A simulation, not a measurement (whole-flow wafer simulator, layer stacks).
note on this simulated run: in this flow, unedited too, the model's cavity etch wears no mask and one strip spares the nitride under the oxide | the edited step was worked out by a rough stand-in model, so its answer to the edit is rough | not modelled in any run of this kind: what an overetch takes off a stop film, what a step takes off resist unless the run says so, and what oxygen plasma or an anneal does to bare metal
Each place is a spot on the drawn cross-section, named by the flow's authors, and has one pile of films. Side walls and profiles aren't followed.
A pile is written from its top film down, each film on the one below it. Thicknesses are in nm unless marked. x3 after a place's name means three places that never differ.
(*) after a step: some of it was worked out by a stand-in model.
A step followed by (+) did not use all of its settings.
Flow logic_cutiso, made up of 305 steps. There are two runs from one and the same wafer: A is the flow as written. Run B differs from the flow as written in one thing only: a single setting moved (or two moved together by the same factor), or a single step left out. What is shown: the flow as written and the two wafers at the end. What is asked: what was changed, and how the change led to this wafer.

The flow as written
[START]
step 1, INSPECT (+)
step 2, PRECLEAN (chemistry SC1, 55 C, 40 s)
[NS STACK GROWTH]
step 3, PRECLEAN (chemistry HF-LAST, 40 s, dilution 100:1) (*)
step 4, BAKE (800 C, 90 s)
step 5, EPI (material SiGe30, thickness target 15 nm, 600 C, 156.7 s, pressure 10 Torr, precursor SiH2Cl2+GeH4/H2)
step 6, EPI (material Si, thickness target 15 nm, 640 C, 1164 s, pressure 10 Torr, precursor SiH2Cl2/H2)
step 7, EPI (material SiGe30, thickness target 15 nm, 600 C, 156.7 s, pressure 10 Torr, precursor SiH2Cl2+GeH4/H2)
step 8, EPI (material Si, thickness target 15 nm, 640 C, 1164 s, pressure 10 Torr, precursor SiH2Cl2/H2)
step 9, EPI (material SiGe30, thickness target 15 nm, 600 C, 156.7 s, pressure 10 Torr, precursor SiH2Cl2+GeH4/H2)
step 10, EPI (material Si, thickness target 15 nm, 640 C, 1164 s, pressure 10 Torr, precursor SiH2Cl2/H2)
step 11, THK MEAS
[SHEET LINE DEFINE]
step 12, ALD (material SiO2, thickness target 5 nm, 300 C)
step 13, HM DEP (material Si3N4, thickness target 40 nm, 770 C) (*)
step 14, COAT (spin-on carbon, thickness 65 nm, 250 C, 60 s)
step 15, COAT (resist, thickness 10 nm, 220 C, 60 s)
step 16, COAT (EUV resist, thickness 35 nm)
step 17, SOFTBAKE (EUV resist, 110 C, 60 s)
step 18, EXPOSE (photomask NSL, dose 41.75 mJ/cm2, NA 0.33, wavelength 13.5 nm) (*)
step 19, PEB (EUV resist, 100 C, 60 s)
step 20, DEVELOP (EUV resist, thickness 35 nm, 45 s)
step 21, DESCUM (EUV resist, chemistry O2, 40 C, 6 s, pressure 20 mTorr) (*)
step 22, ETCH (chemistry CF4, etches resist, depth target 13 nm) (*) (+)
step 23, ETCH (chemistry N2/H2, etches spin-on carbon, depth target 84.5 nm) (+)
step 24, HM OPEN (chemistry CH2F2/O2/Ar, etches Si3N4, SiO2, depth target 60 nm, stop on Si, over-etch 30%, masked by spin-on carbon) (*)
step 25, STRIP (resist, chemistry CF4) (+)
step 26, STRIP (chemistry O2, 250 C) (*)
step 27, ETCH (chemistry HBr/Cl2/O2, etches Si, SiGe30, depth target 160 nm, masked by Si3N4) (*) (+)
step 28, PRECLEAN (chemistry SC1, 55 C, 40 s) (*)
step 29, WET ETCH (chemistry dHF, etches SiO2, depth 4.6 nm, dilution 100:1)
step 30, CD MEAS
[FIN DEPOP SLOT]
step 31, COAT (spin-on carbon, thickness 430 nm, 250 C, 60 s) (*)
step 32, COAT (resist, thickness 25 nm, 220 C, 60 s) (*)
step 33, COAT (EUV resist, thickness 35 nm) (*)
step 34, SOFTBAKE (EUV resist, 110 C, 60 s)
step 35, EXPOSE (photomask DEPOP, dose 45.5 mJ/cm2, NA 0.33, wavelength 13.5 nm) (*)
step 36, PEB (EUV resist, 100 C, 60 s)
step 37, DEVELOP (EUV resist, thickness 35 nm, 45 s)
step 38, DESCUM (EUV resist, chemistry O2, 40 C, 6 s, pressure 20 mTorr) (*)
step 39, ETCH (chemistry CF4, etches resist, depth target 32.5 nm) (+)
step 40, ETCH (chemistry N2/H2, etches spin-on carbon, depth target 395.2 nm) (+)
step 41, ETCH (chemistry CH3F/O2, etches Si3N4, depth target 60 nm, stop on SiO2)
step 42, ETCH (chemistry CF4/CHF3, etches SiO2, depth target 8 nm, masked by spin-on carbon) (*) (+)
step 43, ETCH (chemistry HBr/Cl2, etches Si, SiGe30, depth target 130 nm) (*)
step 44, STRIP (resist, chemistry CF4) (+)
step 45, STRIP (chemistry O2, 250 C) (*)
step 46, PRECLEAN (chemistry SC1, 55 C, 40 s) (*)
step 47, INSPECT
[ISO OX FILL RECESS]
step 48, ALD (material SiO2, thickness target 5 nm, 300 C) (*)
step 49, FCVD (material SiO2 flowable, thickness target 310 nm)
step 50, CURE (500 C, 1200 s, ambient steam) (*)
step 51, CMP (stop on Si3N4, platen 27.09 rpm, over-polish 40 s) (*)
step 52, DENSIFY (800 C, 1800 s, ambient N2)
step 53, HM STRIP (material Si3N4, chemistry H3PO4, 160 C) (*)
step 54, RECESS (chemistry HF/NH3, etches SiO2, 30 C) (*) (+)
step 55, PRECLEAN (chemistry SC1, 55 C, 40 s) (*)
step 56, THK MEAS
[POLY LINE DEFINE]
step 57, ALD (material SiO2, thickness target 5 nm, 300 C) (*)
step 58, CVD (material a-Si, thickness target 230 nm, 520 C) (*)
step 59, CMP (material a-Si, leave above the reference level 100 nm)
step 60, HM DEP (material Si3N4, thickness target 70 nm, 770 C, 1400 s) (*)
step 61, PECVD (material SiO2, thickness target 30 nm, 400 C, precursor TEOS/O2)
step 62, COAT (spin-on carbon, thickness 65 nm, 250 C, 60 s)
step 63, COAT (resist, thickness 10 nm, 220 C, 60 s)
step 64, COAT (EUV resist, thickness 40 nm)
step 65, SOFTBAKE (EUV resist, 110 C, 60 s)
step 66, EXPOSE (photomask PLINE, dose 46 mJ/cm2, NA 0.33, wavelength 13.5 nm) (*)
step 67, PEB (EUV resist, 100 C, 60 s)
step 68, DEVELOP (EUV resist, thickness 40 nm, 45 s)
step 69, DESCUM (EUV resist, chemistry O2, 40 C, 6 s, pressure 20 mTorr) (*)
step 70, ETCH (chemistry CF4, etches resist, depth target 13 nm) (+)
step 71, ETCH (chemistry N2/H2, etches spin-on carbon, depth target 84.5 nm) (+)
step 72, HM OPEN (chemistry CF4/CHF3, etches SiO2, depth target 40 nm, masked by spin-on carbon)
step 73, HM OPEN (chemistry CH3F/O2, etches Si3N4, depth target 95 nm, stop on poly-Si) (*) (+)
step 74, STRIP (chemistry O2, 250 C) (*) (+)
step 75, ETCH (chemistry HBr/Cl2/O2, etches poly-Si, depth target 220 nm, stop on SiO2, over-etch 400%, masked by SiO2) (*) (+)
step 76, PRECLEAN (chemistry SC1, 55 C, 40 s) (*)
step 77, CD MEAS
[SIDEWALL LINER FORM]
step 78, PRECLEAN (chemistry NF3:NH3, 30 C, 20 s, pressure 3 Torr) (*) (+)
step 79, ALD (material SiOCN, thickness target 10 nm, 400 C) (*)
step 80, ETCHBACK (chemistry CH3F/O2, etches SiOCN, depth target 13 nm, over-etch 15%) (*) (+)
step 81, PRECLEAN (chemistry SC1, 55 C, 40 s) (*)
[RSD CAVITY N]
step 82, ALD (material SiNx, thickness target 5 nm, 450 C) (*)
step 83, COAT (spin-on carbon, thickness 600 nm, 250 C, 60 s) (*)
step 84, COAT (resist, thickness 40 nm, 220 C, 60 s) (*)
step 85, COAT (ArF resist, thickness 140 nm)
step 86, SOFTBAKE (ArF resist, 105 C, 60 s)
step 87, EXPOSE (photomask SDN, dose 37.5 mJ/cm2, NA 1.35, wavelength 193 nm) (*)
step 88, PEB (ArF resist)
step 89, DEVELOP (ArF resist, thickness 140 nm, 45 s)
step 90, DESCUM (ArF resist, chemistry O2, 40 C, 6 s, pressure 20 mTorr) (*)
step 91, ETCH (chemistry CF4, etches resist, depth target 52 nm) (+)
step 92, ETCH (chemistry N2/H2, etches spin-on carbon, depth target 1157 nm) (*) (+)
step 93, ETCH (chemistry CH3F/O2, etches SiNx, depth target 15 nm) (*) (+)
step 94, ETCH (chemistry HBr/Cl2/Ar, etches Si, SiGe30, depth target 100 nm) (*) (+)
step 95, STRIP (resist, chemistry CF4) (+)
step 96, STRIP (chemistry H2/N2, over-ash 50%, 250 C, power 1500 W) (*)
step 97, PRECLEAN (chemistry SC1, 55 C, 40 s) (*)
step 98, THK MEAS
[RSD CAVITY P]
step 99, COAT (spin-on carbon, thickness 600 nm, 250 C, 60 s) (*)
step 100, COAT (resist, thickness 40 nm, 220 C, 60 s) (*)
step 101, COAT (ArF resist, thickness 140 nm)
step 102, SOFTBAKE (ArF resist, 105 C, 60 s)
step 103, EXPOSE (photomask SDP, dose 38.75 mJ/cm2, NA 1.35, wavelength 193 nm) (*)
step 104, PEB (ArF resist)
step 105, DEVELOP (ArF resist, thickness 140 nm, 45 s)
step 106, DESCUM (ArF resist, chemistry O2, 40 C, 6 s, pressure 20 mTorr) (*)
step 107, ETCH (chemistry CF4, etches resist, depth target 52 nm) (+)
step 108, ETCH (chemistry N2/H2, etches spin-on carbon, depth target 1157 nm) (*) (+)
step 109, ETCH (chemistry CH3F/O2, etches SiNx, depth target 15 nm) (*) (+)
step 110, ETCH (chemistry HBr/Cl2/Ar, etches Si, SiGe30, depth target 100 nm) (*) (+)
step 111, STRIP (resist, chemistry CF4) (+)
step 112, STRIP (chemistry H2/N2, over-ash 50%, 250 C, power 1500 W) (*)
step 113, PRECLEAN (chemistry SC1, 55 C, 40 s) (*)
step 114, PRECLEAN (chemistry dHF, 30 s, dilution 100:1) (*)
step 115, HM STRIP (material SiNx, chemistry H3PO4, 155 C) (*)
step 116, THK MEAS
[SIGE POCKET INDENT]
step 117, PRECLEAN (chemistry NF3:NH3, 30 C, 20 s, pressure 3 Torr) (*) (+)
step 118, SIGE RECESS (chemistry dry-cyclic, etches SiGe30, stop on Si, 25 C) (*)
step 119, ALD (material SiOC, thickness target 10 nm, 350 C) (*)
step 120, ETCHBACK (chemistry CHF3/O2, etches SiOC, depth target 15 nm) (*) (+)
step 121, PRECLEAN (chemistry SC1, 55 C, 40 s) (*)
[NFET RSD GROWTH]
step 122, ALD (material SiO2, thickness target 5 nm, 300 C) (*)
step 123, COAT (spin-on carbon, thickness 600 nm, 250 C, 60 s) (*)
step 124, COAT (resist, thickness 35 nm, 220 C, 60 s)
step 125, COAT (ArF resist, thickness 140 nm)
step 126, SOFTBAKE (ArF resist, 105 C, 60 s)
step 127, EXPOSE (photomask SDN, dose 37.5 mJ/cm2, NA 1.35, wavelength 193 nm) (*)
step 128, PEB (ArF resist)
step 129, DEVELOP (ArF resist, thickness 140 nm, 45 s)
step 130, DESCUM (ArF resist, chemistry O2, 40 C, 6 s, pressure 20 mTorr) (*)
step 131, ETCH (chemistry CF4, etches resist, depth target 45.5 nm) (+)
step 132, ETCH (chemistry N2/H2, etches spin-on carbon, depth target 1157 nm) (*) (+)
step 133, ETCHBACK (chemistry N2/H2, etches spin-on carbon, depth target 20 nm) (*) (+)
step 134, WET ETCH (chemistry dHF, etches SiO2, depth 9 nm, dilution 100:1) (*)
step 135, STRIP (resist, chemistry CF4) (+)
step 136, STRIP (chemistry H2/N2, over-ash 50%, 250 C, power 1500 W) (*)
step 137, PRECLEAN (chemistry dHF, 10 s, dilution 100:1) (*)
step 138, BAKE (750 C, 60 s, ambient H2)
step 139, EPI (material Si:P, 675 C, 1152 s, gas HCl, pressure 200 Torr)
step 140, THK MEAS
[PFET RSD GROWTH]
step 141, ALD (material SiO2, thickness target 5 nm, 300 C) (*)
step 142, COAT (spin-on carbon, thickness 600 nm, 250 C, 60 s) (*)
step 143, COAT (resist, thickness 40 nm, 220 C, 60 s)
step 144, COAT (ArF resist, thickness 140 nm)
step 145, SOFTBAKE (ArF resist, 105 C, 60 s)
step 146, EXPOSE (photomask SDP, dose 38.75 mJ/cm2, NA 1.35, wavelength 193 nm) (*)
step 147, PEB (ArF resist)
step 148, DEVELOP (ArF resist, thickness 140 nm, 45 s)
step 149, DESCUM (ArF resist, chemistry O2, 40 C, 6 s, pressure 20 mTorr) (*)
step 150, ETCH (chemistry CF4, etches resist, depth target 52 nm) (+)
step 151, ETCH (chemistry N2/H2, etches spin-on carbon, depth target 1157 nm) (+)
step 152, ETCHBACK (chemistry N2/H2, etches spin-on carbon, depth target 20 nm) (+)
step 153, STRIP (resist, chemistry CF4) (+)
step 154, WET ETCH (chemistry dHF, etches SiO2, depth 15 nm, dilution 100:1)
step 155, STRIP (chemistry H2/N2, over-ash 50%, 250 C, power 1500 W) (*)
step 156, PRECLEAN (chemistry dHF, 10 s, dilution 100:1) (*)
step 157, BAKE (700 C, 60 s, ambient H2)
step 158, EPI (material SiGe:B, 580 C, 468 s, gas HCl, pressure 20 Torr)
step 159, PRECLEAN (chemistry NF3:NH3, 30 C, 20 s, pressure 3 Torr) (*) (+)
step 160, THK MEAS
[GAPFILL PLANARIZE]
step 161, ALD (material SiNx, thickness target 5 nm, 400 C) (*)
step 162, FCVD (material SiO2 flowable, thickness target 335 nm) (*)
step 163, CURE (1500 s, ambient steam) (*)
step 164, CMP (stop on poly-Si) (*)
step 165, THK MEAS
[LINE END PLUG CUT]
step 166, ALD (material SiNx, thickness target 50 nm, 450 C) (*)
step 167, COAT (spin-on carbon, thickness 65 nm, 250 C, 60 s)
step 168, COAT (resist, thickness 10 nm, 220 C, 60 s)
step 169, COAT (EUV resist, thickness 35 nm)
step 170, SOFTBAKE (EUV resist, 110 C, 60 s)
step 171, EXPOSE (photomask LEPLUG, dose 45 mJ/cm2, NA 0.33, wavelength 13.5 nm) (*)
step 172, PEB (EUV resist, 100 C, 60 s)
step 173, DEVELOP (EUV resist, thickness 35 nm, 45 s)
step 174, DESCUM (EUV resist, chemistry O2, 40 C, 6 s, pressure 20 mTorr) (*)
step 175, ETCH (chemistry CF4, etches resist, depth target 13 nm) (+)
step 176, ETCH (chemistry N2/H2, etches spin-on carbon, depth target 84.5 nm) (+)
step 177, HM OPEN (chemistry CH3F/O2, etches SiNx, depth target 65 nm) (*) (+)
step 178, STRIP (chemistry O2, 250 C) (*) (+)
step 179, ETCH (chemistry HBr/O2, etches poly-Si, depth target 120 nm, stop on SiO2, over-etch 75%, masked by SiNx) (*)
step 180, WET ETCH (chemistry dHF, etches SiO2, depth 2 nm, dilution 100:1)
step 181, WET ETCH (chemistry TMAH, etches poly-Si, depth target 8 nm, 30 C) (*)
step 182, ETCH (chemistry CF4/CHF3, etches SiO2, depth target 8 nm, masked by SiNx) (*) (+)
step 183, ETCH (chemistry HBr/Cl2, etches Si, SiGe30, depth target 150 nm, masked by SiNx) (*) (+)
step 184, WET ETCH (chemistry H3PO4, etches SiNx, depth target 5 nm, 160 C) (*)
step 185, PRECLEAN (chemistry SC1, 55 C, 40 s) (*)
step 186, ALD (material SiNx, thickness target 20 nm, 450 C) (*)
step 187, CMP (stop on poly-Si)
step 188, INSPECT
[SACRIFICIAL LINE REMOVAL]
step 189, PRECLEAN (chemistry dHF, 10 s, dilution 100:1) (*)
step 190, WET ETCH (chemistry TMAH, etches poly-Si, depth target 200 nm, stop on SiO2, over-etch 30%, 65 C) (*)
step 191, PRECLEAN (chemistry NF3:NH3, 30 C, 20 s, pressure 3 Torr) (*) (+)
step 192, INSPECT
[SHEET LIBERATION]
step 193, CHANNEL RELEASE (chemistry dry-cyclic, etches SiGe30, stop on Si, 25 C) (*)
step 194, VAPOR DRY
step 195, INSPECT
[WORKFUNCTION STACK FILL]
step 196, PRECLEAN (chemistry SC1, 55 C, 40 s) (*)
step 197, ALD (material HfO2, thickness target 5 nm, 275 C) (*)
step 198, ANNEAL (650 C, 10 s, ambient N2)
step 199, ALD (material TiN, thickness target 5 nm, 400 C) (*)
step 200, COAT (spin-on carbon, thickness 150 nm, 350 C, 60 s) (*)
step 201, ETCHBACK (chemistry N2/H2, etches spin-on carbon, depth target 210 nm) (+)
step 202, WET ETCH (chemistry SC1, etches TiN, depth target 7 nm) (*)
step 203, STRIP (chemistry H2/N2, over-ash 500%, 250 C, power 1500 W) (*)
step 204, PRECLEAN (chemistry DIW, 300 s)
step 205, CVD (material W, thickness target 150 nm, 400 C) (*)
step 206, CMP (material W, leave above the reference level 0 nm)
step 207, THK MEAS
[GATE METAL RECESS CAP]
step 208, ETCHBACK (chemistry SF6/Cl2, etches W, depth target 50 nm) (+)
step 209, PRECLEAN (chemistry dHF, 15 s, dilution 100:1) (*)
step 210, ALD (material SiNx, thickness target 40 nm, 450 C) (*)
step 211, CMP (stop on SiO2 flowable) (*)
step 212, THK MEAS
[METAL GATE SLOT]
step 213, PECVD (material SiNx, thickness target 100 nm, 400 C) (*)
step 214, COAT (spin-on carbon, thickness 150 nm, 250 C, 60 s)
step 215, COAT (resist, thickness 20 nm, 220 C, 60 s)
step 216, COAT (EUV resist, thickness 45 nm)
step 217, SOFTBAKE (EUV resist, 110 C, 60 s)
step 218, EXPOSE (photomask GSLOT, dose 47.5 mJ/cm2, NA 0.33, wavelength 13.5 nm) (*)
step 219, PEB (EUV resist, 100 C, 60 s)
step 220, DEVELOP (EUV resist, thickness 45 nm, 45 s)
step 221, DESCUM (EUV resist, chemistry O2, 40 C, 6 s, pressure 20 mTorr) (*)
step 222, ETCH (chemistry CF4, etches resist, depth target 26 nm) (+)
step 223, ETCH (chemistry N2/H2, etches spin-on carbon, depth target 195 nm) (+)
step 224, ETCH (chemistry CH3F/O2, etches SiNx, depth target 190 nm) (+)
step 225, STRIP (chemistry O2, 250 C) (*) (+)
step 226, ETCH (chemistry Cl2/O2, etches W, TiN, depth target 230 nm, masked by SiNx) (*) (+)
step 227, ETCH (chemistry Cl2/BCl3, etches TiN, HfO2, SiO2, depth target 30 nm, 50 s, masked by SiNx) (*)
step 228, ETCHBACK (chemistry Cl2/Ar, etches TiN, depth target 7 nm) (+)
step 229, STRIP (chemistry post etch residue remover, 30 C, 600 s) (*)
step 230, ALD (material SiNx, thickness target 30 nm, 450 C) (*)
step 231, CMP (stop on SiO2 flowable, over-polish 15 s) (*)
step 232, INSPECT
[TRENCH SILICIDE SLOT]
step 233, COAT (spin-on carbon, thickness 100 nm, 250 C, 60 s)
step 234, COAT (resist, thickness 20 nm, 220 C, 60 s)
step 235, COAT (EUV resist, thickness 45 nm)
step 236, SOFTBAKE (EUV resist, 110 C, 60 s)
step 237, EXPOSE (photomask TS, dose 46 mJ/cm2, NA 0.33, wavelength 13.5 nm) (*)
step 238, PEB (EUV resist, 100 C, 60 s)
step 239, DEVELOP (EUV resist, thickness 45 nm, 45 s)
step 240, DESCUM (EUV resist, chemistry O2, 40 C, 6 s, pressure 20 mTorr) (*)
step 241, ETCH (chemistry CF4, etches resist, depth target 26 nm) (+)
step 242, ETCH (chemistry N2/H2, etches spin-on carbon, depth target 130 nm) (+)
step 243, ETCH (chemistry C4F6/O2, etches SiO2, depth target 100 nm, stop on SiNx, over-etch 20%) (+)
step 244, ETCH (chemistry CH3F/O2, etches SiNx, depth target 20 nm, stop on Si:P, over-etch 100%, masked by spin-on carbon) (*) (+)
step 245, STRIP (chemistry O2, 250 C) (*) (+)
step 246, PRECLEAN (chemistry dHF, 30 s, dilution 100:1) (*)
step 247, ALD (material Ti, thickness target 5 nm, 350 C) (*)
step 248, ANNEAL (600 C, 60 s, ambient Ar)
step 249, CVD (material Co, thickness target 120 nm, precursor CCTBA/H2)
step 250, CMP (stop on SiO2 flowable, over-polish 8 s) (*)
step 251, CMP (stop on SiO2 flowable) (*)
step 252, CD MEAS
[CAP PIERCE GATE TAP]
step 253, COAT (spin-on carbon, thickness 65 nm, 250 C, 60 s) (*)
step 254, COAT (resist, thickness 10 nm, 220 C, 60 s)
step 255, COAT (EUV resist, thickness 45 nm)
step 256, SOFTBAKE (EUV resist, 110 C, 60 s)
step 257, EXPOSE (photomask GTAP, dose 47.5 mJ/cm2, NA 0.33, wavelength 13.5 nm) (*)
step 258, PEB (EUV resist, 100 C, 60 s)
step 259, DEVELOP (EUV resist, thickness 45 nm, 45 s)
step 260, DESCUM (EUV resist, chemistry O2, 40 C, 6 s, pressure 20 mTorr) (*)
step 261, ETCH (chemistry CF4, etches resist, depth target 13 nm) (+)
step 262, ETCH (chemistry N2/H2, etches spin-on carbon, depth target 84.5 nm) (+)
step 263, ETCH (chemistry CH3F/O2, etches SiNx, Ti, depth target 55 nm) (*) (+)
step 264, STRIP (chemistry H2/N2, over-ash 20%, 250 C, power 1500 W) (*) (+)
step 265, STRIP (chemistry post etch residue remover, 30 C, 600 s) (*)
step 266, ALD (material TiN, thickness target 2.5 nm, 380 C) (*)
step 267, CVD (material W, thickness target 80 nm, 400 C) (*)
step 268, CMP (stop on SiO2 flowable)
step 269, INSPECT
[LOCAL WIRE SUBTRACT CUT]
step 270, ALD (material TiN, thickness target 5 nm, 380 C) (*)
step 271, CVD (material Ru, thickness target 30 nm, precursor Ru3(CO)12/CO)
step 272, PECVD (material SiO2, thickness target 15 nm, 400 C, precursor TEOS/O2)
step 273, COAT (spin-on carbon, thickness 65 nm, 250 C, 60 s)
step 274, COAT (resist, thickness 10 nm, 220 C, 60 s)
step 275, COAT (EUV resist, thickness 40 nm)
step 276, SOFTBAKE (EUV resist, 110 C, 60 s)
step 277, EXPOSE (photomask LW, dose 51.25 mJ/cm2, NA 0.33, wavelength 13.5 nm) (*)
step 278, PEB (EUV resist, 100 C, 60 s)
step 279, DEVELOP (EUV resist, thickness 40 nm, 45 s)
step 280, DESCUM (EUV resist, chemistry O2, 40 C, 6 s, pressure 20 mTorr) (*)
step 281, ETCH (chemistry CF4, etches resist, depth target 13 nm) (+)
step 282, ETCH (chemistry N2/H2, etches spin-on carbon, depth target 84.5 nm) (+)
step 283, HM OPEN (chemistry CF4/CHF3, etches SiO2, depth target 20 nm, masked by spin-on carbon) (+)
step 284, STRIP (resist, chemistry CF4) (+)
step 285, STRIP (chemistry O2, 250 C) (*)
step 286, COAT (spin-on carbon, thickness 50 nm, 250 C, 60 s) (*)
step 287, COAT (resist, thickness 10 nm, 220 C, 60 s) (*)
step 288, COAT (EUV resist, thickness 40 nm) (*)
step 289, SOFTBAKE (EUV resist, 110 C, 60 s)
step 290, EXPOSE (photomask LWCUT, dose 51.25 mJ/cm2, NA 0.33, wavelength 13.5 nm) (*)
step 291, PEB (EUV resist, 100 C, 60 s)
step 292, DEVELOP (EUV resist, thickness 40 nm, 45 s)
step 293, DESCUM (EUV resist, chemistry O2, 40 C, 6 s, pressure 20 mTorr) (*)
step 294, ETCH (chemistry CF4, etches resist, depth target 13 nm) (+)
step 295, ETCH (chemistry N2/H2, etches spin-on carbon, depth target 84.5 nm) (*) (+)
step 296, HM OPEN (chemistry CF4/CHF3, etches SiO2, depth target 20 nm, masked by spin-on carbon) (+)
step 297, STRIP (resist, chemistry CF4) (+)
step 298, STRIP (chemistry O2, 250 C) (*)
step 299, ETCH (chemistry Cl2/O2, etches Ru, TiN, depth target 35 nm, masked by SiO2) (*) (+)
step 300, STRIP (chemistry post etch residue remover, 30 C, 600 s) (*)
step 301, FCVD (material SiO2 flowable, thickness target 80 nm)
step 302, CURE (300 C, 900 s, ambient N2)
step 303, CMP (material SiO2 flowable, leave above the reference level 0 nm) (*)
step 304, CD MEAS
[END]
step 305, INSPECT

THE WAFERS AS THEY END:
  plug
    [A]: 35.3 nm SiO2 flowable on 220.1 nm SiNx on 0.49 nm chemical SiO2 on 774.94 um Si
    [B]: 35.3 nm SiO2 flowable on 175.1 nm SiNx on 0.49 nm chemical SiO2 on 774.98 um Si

What caused this: step 183, ETCH: depth target 105 nm was run, while the flow as written has depth target 150 nm.

The path from the change to this, step by step:
  step 183, ETCH (chemistry HBr/Cl2, etches Si, SiGe30, depth target 150 nm, masked by SiNx) (*) (+)
      depop, dpovl, gfld and 18 more: A -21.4 SiNx | B -15 SiNx
      plug: A -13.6 Si (all of it), -15 SiGe30 (all of it), -15 Si (all of it), -15 SiGe30 (all of it), -15 Si (all of it), -15 SiGe30 (all of it), -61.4 Si | B -13.6 Si (all of it), -15 SiGe30 (all of it), -15 Si (all of it), -15 SiGe30 (all of it), -15 Si (all of it), -15 SiGe30 (all of it), -16.4 Si
  step 186, ALD (material SiNx, thickness target 20 nm, 450 C) (*)
      plug: A +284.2 SiNx (new film) | B +245.6 SiNx (new film)
  step 187, CMP (stop on poly-Si)
      depop, dpovl, gfld and 18 more: A -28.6 SiNx (all of it) | B -35 SiNx (all of it)
      plug: A -28.6 SiNx | B -35 SiNx
